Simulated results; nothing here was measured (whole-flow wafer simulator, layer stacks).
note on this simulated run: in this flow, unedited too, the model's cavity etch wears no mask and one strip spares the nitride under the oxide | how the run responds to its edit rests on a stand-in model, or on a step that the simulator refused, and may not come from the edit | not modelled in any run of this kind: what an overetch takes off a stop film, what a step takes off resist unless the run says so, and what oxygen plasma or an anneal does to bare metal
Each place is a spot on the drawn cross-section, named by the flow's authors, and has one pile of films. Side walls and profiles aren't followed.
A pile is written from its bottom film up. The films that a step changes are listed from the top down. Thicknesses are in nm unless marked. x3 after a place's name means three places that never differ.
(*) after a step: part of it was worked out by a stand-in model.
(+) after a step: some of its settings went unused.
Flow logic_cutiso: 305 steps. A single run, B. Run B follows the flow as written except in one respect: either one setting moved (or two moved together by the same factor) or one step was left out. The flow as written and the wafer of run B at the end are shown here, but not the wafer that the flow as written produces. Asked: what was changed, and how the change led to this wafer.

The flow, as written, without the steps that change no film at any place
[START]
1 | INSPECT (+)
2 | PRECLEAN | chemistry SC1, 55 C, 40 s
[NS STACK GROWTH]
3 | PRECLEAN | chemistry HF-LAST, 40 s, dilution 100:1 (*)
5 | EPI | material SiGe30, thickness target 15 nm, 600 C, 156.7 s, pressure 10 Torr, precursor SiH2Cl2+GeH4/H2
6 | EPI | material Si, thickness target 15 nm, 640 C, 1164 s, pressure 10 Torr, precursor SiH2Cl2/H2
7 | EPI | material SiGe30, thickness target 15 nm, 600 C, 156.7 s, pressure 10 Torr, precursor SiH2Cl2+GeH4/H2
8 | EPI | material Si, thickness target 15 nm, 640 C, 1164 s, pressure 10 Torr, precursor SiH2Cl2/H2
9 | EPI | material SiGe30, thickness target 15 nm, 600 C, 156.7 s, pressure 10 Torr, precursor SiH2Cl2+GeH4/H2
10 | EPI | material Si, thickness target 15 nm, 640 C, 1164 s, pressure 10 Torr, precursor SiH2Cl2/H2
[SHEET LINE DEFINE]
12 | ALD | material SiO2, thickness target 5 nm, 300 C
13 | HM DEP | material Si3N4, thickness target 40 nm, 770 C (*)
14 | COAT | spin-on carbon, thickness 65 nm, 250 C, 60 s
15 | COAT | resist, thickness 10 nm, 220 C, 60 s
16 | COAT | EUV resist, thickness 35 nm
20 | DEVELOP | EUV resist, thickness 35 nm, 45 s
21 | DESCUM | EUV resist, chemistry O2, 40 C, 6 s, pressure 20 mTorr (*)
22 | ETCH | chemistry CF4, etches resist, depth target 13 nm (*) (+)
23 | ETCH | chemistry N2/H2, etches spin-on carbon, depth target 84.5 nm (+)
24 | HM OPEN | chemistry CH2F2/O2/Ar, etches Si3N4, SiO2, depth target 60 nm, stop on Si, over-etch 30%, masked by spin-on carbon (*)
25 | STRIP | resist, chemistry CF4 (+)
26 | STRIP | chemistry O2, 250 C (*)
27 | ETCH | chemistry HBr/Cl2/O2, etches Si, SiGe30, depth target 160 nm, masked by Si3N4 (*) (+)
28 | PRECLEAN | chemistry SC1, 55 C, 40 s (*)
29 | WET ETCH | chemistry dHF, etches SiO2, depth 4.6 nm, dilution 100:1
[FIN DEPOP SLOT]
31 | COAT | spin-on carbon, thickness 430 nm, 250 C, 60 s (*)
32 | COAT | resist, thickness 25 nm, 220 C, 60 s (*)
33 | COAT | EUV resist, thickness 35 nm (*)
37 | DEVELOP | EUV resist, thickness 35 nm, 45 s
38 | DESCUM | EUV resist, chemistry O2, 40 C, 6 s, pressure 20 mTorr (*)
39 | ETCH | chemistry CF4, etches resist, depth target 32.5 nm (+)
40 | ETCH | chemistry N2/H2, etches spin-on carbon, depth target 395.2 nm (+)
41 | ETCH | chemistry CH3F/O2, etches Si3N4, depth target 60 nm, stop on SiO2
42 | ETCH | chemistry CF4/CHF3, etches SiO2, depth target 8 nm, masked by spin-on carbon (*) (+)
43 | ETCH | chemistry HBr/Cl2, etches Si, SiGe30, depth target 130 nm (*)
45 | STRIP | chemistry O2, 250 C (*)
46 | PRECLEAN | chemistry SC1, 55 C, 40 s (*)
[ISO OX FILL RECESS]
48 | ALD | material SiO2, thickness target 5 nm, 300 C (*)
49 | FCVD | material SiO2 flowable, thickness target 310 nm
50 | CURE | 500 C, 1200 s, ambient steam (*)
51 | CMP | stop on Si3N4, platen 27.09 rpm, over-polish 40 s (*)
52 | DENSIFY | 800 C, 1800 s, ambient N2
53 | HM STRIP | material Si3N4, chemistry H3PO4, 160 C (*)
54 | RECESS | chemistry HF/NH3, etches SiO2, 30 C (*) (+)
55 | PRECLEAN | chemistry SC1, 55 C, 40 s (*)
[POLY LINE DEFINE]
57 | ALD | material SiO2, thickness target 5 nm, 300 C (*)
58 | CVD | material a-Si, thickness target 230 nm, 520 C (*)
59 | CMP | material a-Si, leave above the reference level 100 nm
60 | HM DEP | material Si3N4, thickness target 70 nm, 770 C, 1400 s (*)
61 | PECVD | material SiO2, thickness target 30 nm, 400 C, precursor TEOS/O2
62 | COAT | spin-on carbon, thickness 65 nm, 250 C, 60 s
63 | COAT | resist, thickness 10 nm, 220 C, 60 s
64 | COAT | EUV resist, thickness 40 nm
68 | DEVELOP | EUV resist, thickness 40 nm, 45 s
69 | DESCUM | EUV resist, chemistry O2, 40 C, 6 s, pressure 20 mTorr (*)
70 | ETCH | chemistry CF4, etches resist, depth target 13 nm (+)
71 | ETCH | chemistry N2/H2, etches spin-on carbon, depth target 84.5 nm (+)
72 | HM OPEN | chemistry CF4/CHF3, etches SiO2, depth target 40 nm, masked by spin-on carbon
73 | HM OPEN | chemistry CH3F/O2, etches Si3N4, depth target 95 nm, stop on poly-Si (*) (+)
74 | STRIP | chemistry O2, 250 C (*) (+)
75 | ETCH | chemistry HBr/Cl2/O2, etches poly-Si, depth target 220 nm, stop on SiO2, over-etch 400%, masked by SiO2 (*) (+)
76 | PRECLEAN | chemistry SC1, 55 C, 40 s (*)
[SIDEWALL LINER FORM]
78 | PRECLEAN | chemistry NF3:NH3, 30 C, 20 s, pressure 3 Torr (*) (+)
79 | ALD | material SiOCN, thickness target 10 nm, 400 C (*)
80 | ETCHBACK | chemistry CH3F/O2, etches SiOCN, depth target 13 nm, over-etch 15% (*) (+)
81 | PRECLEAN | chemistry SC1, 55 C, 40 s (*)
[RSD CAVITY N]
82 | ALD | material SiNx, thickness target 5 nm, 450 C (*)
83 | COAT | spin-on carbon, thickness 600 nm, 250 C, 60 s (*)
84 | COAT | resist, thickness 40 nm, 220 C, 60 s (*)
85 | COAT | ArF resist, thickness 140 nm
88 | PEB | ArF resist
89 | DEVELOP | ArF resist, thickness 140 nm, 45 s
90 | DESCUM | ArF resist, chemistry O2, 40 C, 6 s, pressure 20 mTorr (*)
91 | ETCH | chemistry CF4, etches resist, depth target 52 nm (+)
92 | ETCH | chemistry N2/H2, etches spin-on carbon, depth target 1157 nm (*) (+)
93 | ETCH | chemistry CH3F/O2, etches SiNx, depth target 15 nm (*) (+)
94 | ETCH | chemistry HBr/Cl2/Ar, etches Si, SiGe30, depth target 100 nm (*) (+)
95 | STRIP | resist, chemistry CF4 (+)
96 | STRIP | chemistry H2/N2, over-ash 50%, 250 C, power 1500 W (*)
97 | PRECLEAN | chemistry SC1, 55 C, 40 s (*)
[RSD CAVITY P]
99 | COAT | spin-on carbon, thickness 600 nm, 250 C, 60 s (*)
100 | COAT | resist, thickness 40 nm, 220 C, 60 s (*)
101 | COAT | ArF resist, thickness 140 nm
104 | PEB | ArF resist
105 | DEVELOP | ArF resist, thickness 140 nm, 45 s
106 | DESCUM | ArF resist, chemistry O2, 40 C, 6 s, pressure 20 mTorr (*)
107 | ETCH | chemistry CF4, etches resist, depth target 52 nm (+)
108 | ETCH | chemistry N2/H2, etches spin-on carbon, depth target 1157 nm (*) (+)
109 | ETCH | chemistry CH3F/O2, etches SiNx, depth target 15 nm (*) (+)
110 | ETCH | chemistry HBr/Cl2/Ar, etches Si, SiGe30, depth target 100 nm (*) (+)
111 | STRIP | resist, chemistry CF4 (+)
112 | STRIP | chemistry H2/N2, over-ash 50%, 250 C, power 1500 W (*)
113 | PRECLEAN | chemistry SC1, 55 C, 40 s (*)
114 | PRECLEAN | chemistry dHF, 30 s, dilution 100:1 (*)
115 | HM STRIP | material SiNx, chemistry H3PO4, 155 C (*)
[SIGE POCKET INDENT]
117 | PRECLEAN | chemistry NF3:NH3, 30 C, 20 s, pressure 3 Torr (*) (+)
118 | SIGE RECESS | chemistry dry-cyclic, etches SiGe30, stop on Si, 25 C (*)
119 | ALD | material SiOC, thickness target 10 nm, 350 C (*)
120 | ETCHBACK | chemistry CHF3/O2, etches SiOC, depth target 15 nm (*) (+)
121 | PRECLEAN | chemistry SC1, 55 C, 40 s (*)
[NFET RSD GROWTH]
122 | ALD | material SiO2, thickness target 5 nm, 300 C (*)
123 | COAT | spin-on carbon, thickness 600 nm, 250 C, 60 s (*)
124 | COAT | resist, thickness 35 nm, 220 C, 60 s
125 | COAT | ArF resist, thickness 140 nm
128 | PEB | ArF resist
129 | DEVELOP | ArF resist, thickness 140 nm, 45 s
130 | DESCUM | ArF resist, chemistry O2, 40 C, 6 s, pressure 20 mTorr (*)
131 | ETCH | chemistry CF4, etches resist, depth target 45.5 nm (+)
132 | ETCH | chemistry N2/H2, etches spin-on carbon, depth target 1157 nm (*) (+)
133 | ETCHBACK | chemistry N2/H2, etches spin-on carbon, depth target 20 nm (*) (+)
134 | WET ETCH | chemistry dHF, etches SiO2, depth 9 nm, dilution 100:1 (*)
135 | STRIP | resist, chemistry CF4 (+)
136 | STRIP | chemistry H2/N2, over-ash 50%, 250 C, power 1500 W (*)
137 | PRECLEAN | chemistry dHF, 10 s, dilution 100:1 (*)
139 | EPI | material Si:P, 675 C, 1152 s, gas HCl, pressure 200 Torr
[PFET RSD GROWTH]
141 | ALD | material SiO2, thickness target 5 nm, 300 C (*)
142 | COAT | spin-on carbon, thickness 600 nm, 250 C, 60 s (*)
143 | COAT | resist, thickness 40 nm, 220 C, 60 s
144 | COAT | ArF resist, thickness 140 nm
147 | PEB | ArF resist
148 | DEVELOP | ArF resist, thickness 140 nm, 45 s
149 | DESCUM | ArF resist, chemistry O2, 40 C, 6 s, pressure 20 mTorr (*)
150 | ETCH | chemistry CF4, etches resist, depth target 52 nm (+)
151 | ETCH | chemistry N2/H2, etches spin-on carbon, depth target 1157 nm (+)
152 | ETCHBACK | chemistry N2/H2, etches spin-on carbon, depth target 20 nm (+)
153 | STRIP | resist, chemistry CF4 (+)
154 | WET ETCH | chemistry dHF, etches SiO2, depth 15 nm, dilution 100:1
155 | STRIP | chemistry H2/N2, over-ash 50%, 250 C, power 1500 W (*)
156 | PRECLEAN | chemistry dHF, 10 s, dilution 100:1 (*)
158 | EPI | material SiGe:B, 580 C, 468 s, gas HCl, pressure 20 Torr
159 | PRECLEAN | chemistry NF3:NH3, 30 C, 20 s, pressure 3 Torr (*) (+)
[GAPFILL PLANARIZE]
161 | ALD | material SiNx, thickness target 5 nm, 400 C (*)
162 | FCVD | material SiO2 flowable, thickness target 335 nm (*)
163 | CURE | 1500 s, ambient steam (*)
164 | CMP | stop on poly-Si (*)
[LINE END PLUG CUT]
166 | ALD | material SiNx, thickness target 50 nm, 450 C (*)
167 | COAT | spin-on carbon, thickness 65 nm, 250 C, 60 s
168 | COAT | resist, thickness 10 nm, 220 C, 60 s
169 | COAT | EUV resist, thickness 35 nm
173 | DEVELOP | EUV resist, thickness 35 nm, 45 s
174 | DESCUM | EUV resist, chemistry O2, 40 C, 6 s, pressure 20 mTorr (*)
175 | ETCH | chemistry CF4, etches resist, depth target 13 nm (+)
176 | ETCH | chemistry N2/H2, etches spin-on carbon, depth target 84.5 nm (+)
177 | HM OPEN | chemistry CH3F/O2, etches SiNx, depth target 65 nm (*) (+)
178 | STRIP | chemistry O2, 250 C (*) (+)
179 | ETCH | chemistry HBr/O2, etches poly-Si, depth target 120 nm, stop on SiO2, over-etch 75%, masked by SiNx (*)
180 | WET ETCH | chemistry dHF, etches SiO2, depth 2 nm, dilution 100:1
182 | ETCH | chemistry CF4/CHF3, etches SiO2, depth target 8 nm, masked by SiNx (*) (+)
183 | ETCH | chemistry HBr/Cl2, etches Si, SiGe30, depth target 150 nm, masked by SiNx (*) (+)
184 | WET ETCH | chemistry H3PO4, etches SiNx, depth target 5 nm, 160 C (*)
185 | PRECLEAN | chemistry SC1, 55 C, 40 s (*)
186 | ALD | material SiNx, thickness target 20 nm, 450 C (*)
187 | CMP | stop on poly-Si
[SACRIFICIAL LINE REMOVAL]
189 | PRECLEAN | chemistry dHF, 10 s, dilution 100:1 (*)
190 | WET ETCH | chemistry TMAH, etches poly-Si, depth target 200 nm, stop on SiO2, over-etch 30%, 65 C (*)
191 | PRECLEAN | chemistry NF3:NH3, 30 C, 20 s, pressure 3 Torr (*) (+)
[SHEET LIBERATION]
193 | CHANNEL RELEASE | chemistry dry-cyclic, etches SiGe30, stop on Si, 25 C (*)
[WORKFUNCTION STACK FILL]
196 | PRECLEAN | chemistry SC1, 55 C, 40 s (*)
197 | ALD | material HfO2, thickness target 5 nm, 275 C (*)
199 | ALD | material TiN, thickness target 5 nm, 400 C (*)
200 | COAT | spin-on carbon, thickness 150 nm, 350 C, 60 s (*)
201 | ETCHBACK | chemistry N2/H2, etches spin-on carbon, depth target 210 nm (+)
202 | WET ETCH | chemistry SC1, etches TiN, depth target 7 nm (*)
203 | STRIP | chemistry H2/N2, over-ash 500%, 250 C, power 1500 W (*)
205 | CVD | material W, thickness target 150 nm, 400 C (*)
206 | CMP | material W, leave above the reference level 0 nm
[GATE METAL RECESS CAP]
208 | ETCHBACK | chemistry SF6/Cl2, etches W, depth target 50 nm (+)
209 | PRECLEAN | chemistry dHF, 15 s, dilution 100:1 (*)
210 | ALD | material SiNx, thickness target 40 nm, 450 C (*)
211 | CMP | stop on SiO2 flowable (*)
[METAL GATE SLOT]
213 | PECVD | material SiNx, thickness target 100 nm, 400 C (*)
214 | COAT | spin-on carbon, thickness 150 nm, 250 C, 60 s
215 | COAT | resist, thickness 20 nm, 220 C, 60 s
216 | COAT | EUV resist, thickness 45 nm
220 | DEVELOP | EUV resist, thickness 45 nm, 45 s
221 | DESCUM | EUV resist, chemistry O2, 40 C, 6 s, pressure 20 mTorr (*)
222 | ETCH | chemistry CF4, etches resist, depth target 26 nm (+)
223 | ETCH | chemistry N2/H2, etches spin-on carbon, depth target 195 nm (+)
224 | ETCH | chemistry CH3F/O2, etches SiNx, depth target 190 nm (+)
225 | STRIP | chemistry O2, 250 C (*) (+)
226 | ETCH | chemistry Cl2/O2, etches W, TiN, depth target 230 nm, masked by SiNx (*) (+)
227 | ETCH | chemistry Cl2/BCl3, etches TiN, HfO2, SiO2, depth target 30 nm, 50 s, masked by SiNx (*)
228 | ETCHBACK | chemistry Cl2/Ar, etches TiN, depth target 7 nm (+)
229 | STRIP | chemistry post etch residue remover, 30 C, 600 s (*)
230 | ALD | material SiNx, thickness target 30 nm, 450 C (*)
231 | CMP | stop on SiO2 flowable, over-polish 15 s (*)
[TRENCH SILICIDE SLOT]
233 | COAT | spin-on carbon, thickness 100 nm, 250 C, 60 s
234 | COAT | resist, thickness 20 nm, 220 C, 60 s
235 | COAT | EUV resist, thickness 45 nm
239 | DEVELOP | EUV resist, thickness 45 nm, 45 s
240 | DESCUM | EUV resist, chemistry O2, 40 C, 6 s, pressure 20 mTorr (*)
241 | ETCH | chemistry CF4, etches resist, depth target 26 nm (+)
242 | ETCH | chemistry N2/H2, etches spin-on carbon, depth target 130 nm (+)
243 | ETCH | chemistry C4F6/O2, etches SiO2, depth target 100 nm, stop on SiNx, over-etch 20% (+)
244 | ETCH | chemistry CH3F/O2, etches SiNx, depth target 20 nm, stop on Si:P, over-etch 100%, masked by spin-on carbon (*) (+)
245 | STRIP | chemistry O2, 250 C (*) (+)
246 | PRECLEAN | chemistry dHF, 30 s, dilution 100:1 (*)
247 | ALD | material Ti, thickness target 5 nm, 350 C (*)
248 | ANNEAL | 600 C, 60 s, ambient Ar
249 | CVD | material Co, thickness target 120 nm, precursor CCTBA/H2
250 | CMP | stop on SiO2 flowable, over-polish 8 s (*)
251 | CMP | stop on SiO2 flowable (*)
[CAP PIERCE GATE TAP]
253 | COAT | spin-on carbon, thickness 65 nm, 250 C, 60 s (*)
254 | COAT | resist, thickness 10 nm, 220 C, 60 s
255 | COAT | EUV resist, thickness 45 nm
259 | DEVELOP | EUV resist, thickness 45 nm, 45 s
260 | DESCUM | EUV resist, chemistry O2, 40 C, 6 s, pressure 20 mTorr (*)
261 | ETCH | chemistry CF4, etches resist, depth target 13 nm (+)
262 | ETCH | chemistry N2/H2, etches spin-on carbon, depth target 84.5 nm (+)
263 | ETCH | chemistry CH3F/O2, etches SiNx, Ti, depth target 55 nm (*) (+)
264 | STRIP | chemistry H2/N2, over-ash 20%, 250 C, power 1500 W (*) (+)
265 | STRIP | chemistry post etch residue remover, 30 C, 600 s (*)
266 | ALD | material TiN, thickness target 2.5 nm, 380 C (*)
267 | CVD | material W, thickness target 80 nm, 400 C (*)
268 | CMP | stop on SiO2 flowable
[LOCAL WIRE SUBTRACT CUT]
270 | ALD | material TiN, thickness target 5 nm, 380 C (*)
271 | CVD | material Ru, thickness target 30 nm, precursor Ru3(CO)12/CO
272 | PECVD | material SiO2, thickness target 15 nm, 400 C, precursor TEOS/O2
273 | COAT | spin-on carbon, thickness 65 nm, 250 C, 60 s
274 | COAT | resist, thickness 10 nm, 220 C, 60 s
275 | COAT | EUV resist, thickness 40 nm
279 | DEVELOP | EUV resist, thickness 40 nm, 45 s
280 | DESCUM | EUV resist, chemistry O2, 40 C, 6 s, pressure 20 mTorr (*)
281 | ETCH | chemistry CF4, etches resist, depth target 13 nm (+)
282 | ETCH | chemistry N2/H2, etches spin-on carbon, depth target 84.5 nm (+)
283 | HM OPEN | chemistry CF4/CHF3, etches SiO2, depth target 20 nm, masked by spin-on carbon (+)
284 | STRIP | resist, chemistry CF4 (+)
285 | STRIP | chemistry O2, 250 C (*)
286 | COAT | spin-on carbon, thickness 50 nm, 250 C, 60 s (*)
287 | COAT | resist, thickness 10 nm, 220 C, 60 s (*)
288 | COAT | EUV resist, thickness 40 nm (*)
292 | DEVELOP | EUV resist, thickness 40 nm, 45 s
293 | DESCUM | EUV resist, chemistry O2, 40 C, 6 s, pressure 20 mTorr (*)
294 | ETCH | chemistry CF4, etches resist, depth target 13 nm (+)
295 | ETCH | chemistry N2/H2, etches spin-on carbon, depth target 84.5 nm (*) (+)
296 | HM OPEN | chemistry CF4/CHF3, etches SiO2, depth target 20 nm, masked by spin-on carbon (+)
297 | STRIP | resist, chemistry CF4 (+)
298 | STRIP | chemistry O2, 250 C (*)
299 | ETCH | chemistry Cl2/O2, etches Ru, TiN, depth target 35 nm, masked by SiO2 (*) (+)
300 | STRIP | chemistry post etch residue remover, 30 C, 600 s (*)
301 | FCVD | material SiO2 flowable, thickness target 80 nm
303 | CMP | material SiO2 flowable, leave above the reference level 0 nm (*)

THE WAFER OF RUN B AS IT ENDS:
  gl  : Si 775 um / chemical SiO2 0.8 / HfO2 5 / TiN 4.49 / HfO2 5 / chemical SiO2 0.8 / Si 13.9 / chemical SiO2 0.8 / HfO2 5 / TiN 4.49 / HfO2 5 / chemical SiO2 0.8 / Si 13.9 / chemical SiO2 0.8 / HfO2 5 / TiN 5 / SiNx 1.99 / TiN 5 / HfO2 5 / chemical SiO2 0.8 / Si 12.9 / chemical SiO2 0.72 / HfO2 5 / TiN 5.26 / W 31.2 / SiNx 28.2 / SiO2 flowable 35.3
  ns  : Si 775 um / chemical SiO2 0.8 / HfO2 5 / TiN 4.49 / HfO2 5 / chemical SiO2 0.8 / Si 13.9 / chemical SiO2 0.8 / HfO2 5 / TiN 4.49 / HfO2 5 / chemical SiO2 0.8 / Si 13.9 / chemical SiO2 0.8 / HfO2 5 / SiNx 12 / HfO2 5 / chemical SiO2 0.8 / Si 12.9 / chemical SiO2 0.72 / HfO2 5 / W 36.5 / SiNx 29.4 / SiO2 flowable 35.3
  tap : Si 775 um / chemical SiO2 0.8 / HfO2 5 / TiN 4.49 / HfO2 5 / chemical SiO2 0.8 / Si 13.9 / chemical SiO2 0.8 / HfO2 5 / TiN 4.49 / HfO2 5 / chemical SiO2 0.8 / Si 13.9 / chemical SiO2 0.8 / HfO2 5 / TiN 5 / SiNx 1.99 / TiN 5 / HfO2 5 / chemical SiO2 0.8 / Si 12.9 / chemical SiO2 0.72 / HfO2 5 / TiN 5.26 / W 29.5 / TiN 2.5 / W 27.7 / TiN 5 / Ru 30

What caused this: step 9, EPI: 235 s was run, whereas the flow has 156.7 s.

How this came from the change, step by step:
  9 | EPI | material SiGe30, thickness target 15 nm, 600 C, 156.7 s, pressure 10 Torr, precursor SiH2Cl2+GeH4/H2
      depop, dpovl, gfld and 19 more: +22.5 SiGe30 (new film) (in the flow as written it would be: +15 SiGe30 (new film))
  27 | ETCH | chemistry HBr/Cl2/O2, etches Si, SiGe30, depth target 160 nm, masked by Si3N4 (*) (+)
      gfld, gxf, iso, lnri: -0.79 chemical SiO2 (all of it), -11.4 Si (all of it), -22.5 SiGe30 (all of it), -15 Si (all of it), -15 SiGe30 (all of it), -15 Si (all of it), -15 SiGe30 (all of it), -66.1 Si (in the flow as written it would be: -0.79 chemical SiO2 (all of it), -11.4 Si (all of it), -15 SiGe30 (all of it), -15 Si (all of it), -15 SiGe30 (all of it), -15 Si (all of it), -15 SiGe30 (all of it), -73.6 Si)
      dpovl, nsgap: -0.79 chemical SiO2 (all of it), -11.8 Si (all of it), -22.5 SiGe30 (all of it), -15 Si (all of it), -15 SiGe30 (all of it), -15 Si (all of it), -15 SiGe30 (all of it), -65.7 Si (in the flow as written it would be: -0.79 chemical SiO2 (all of it), -11.8 Si (all of it), -15 SiGe30 (all of it), -15 Si (all of it), -15 SiGe30 (all of it), -15 Si (all of it), -15 SiGe30 (all of it), -73.2 Si)
      (as well as at 1 more place)
  43 | ETCH | chemistry HBr/Cl2, etches Si, SiGe30, depth target 130 nm (*)
      depop: -14 Si (all of it), -22.5 SiGe30 (all of it), -15 Si (all of it), -15 SiGe30 (all of it), -15 Si (all of it), -15 SiGe30 (all of it), -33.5 Si (in the flow as written it would be: -14 Si (all of it), -15 SiGe30 (all of it), -15 Si (all of it), -15 SiGe30 (all of it), -15 Si (all of it), -15 SiGe30 (all of it), -41 Si)
  94 | ETCH | chemistry HBr/Cl2/Ar, etches Si, SiGe30, depth target 100 nm (*) (+)
      rsdn, rsdx: -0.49 chemical SiO2 (all of it), -12.8 Si (all of it), -22.5 SiGe30 (all of it), -15 Si (all of it), -15 SiGe30 (all of it), -15 Si (all of it), -15 SiGe30 (all of it), -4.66 Si (in the flow as written it would be: -0.49 chemical SiO2 (all of it), -12.8 Si (all of it), -15 SiGe30 (all of it), -15 Si (all of it), -15 SiGe30 (all of it), -15 Si (all of it), -15 SiGe30 (all of it), -12.2 Si)
  110 | ETCH | chemistry HBr/Cl2/Ar, etches Si, SiGe30, depth target 100 nm (*) (+)
      rsdp, rsdw: -0.49 chemical SiO2 (all of it), -12.8 Si (all of it), -22.5 SiGe30 (all of it), -15 Si (all of it), -15 SiGe30 (all of it), -15 Si (all of it), -15 SiGe30 (all of it), -4.66 Si (in the flow as written it would be: -0.49 chemical SiO2 (all of it), -12.8 Si (all of it), -15 SiGe30 (all of it), -15 Si (all of it), -15 SiGe30 (all of it), -15 Si (all of it), -15 SiGe30 (all of it), -12.2 Si)
  118 | SIGE RECESS | chemistry dry-cyclic, etches SiGe30, stop on Si, 25 C (*)
      lnr, lnrp, lnrt: -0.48 SiOCN, -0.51 Si, +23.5 cavity (new film), -22.5 SiGe30 (all of it), -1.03 Si, +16 cavity (new film), -15 SiGe30 (all of it), -1.03 Si, +16 cavity (new film), -15 SiGe30 (all of it), -0.51 Si (in the flow as written it would be: -0.48 SiOCN, -0.51 Si, +16 cavity (new film), -15 SiGe30 (all of it), -1.03 Si, +16 cavity (new film), -15 SiGe30 (all of it), -1.03 Si, +16 cavity (new film), -15 SiGe30 (all of it), -0.51 Si)
  119 | ALD | material SiOC, thickness target 10 nm, 350 C (*)
      lnr, lnrp, lnrt: +10 SiOC (new film), +23.5 SiOC (new film), -23.5 cavity (all of it), +16 SiOC (new film), -16 cavity (all of it), +16 SiOC (new film), -16 cavity (all of it) (in the flow as written it would be: +10 SiOC (new film), +16 SiOC (new film), -16 cavity (all of it), +16 SiOC (new film), -16 cavity (all of it), +16 SiOC (new film), -16 cavity (all of it))
  183 | ETCH | chemistry HBr/Cl2, etches Si, SiGe30, depth target 150 nm, masked by SiNx (*) (+)
      plug: -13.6 Si (all of it), -22.5 SiGe30 (all of it), -15 Si (all of it), -15 SiGe30 (all of it), -15 Si (all of it), -15 SiGe30 (all of it), -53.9 Si (in the flow as written it would be: -13.6 Si (all of it), -15 SiGe30 (all of it), -15 Si (all of it), -15 SiGe30 (all of it), -15 Si (all of it), -15 SiGe30 (all of it), -61.4 Si)
  193 | CHANNEL RELEASE | chemistry dry-cyclic, etches SiGe30, stop on Si, 25 C (*)
      gl, glp, gxn, gxp, ns, tap: +0.8 chemical SiO2 (new film), -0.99 Si, +0.8 chemical SiO2 (new film), +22 cavity (new film), +0.8 chemical SiO2 (new film), -22.5 SiGe30 (all of it), -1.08 Si, +0.8 chemical SiO2 (new film), +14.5 cavity (new film), +0.8 chemical SiO2 (new film), -15 SiGe30 (all of it), -1.08 Si, +0.8 chemical SiO2 (new film), +14.5 cavity (new film), +0.8 chemical SiO2 (new film), -15 SiGe30 (all of it), -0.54 Si (in the flow as written it would be: +0.8 chemical SiO2 (new film), -0.99 Si, +0.8 chemical SiO2 (new film), +14.5 cavity (new film), +0.8 chemical SiO2 (new film), -15 SiGe30 (all of it), -1.08 Si, +0.8 chemical SiO2 (new film), +14.5 cavity (new film), +0.8 chemical SiO2 (new film), -15 SiGe30 (all of it), -1.08 Si, +0.8 chemical SiO2 (new film), +14.5 cavity (new film), +0.8 chemical SiO2 (new film), -15 SiGe30 (all of it), -0.54 Si)
  199 | ALD | material TiN, thickness target 5 nm, 400 C (*)
      gl, glp, tap: +5.26 TiN (new film), +5 TiN (new film), -10 cavity, +5 TiN (new film), +4.49 TiN (new film), -4.49 cavity (all of it), +4.49 TiN (new film), -4.49 cavity (all of it) (in the flow as written it would be: +5.26 TiN (new film), +4.49 TiN (new film), -4.49 cavity (all of it), +4.49 TiN (new film), -4.49 cavity (all of it), +4.49 TiN (new film), -4.49 cavity (all of it))
      gxn, gxp, ns: +5 TiN (new film), +5 TiN (new film), -10 cavity, +5 TiN (new film), +4.49 TiN (new film), -4.49 cavity (all of it), +4.49 TiN (new film), -4.49 cavity (all of it) (in the flow as written it would be: +5 TiN (new film), +4.49 TiN (new film), -4.49 cavity (all of it), +4.49 TiN (new film), -4.49 cavity (all of it), +4.49 TiN (new film), -4.49 cavity (all of it))
  202 | WET ETCH | chemistry SC1, etches TiN, depth target 7 nm (*)
      ns: -5 TiN (all of it), -5 TiN (all of it), +10 cavity, -5 TiN (all of it) (in the flow as written it would be: -5 TiN (all of it))
  210 | ALD | material SiNx, thickness target 40 nm, 450 C (*)
      gl, glp, gxn, gxp, tap: +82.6 SiNx (new film), +1.99 SiNx (new film), -1.99 cavity (all of it) (in the flow as written it would be: +82.6 SiNx (new film))
      ns: +40 SiNx (new film), +12 SiNx (new film), -12 cavity (all of it) (in the flow as written it would be: +40 SiNx (new film))
With metal films that touch counted as one body, gl has 5 bodies (between them, from the top down: HfO2 5 / chemical SiO2 0.72 / Si 12.9 / chemical SiO2 0.8 / HfO2 5; SiNx 1.99; HfO2 5 / chemical SiO2 0.8 / Si 13.9 / chemical SiO2 0.8 / HfO2 5; HfO2 5 / chemical SiO2 0.8 / Si 13.9 / chemical SiO2 0.8 / HfO2 5); the flow as written gives 4 bodies (between them, from the top down: HfO2 5 / chemical SiO2 0.72 / Si 12.9 / chemical SiO2 0.8 / HfO2 5; HfO2 5 / chemical SiO2 0.8 / Si 13.9 / chemical SiO2 0.8 / HfO2 5; HfO2 5 / chemical SiO2 0.8 / Si 13.9 / chemical SiO2 0.8 / HfO2 5).
With metal films that touch counted as one body, ns has 3 bodies (between them, from the top down: HfO2 5 / chemical SiO2 0.72 / Si 12.9 / chemical SiO2 0.8 / HfO2 5 / SiNx 12 / HfO2 5 / chemical SiO2 0.8 / Si 13.9 / chemical SiO2 0.8 / HfO2 5; HfO2 5 / chemical SiO2 0.8 / Si 13.9 / chemical SiO2 0.8 / HfO2 5); the flow as written gives 4 bodies (between them, from the top down: HfO2 5 / chemical SiO2 0.72 / Si 12.9 / chemical SiO2 0.8 / HfO2 5; HfO2 5 / chemical SiO2 0.8 / Si 13.9 / chemical SiO2 0.8 / HfO2 5; HfO2 5 / chemical SiO2 0.8 / Si 13.9 / chemical SiO2 0.8 / HfO2 5).
With metal films that touch counted as one body, tap has 5 bodies (between them, from the top down: HfO2 5 / chemical SiO2 0.72 / Si 12.9 / chemical SiO2 0.8 / HfO2 5; SiNx 1.99; HfO2 5 / chemical SiO2 0.8 / Si 13.9 / chemical SiO2 0.8 / HfO2 5; HfO2 5 / chemical SiO2 0.8 / Si 13.9 / chemical SiO2 0.8 / HfO2 5); the flow as written gives 4 bodies (between them, from the top down: HfO2 5 / chemical SiO2 0.72 / Si 12.9 / chemical SiO2 0.8 / HfO2 5; HfO2 5 / chemical SiO2 0.8 / Si 13.9 / chemical SiO2 0.8 / HfO2 5; HfO2 5 / chemical SiO2 0.8 / Si 13.9 / chemical SiO2 0.8 / HfO2 5).
